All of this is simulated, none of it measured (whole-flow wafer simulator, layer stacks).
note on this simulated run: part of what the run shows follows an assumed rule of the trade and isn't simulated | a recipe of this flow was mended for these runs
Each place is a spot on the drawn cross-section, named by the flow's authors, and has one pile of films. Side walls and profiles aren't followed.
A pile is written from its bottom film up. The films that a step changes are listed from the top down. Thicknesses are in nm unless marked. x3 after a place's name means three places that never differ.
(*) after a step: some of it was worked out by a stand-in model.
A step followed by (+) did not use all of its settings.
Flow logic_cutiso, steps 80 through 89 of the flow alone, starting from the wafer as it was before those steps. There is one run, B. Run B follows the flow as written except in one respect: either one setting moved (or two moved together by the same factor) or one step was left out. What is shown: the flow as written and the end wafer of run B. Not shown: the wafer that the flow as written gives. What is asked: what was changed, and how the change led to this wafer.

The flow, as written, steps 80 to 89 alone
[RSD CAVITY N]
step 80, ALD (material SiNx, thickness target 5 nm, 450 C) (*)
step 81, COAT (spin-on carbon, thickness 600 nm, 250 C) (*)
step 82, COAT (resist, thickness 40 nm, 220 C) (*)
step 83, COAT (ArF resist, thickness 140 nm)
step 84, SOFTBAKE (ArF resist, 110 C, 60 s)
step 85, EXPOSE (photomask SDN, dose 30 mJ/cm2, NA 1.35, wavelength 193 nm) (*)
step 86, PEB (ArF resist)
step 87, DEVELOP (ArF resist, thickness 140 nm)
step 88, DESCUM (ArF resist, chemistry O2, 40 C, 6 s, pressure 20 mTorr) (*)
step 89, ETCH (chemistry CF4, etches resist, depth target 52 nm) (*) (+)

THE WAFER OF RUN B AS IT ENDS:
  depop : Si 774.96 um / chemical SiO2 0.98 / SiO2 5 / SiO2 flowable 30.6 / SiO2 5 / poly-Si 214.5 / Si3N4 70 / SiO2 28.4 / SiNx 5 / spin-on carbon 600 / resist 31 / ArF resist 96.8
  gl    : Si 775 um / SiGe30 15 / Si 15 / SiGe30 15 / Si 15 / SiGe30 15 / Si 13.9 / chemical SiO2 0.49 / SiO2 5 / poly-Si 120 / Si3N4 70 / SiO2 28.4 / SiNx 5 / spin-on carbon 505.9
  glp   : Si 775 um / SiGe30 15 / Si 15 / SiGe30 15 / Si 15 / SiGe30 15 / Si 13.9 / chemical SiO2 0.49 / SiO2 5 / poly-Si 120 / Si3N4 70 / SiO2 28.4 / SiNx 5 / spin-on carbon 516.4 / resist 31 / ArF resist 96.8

What caused this: step 82, COAT: thickness 31 nm was run, while the flow as written has thickness 40 nm.
The wafer lets one read it off: depop has resist 31, and step 82 as written asks for 40 nm.

How this came from the change, step by step:
  step 82, COAT (resist, thickness 40 nm, 220 C) (*)
      depop, dpovl x3, gl and 15 more: +31 resist (new film) (as written it would have been: +40 resist (new film))
      gfld: +31.1 resist (new film) (as written it would have been: +40.1 resist (new film))
      (also at 1 further place)
  step 89, ETCH (chemistry CF4, etches resist, depth target 52 nm) (*) (+)
      lnrt, rsdn, tap: -31 resist (all of it), -10.5 spin-on carbon (as written it would have been: -40 resist (all of it), -6.01 spin-on carbon)
      lnr, rsdx: -31 resist (all of it), -10.5 spin-on carbon (as written it would have been: -40 resist (all of it), -5.99 spin-on carbon)
      (also at 2 further places)
